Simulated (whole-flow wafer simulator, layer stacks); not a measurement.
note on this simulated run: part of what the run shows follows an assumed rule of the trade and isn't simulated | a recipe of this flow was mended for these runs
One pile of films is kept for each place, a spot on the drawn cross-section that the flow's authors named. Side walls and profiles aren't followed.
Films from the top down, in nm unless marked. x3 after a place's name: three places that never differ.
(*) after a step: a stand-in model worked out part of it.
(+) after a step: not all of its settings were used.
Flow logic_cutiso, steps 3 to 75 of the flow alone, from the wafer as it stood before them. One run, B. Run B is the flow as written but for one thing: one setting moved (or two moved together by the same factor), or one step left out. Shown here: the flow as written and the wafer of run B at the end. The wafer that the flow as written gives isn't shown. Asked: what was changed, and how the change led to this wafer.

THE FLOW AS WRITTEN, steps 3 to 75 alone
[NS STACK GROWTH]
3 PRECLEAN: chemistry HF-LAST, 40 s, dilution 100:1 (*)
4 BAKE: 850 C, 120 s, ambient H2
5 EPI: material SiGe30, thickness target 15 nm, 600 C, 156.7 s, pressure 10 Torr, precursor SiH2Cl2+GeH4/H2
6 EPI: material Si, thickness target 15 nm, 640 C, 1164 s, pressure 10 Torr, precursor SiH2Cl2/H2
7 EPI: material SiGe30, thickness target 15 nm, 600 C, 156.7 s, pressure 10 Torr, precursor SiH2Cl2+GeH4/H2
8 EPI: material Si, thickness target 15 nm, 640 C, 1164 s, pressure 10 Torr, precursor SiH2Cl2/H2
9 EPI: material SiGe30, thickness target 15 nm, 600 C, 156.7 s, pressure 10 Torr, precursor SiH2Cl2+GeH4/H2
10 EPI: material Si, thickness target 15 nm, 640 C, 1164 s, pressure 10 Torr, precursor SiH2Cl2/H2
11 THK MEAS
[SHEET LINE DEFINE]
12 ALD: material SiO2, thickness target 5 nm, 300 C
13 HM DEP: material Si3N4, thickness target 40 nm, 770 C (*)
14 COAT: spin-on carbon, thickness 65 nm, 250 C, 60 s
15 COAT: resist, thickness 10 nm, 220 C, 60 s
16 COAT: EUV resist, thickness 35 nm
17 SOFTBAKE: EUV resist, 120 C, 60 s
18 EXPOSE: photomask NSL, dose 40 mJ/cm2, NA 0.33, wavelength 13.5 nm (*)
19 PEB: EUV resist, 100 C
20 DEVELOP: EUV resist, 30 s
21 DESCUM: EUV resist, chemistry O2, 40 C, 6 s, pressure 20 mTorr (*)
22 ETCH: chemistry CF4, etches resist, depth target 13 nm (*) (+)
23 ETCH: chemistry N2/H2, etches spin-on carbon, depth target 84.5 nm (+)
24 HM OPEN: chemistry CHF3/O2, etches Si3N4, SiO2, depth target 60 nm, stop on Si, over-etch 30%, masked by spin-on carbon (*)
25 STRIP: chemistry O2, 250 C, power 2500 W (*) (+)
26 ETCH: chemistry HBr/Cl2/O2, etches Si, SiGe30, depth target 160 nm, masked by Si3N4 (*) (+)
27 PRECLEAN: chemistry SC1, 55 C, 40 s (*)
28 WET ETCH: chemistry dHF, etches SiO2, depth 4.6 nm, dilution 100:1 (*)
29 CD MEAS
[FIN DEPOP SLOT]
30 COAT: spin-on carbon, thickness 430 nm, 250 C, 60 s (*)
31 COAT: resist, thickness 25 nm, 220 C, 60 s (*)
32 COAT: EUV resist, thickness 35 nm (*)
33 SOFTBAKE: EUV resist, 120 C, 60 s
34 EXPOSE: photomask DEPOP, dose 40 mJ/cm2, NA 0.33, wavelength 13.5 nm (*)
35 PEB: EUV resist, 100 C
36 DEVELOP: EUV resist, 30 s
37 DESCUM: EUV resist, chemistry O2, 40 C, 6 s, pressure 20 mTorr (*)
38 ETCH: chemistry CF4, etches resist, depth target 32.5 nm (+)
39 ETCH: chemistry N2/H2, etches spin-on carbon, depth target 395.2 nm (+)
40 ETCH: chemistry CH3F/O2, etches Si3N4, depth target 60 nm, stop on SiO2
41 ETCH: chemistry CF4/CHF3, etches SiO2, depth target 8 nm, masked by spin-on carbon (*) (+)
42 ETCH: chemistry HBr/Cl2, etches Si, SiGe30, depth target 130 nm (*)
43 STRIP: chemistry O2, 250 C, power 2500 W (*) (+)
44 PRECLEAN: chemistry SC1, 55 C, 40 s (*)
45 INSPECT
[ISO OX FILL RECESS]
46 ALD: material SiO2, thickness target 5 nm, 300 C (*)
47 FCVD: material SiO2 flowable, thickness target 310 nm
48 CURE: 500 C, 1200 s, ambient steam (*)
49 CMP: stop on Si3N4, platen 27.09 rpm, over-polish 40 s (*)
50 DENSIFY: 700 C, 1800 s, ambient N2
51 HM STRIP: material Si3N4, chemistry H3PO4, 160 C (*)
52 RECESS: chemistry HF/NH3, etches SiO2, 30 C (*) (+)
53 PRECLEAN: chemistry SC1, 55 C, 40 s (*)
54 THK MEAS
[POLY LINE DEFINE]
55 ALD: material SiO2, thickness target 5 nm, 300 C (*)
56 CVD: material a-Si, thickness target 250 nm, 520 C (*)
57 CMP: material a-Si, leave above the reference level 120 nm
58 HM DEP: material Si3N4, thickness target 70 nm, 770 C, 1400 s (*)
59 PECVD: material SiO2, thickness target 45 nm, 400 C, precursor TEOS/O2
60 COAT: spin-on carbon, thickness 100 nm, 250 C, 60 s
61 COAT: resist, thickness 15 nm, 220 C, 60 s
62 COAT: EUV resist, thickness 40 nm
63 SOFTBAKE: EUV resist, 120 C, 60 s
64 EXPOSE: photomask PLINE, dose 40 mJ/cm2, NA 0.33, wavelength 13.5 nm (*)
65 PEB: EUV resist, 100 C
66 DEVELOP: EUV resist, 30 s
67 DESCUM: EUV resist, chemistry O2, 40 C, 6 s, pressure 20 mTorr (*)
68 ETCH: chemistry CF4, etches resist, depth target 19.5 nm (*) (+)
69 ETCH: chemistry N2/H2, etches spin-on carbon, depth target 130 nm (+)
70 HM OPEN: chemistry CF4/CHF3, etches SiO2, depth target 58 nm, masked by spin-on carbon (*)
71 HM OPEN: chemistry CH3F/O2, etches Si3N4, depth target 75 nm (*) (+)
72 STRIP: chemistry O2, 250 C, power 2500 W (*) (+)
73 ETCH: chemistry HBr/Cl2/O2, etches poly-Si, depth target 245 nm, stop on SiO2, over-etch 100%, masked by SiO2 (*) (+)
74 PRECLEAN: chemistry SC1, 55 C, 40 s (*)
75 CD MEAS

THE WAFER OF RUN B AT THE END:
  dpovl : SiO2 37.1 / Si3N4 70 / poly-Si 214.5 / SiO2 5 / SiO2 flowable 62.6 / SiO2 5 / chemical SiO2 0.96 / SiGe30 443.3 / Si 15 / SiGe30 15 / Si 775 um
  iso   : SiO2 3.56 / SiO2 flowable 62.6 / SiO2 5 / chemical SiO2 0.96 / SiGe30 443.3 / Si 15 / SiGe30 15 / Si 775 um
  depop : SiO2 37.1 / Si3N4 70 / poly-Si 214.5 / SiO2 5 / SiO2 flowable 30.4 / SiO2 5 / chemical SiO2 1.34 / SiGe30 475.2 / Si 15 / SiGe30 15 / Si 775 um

The cause: step 7, EPI: 960 C was run, where the flow has 600 C.

How the change led to this, step by step:
  7 EPI: material SiGe30, thickness target 15 nm, 600 C, 156.7 s, pressure 10 Torr, precursor SiH2Cl2+GeH4/H2
      depop, dpovl, gfld and 19 more: SiGe30 +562 (new film) (as written it would be: SiGe30 +15 (new film))
  26 ETCH: chemistry HBr/Cl2/O2, etches Si, SiGe30, depth target 160 nm, masked by Si3N4 (*) (+)
      dpovl, gfld, gxf, iso, isow, lnri, nsgap: chemical SiO2 -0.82 (all of it), Si -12 (all of it), SiGe30 -15 (all of it), Si -15 (all of it), SiGe30 -118 (as written it would be: chemical SiO2 -0.82 (all of it), Si -12 (all of it), SiGe30 -15 (all of it), Si -15 (all of it), SiGe30 -15 (all of it), Si -15 (all of it), SiGe30 -15 (all of it), Si -73)
  42 ETCH: chemistry HBr/Cl2, etches Si, SiGe30, depth target 130 nm (*)
      depop: Si -13.8 (all of it), SiGe30 -15 (all of it), Si -15 (all of it), SiGe30 -86.2 (as written it would be: Si -13.8 (all of it), SiGe30 -15 (all of it), Si -15 (all of it), SiGe30 -15 (all of it), Si -15 (all of it), SiGe30 -15 (all of it), Si -41.2)
  43 STRIP: chemistry O2, 250 C, power 2500 W (*) (+)
      depop: chemical SiO2 +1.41 (new film), SiGe30 -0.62 (as written it would be: chemical SiO2 +1.04 (new film), Si -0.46)
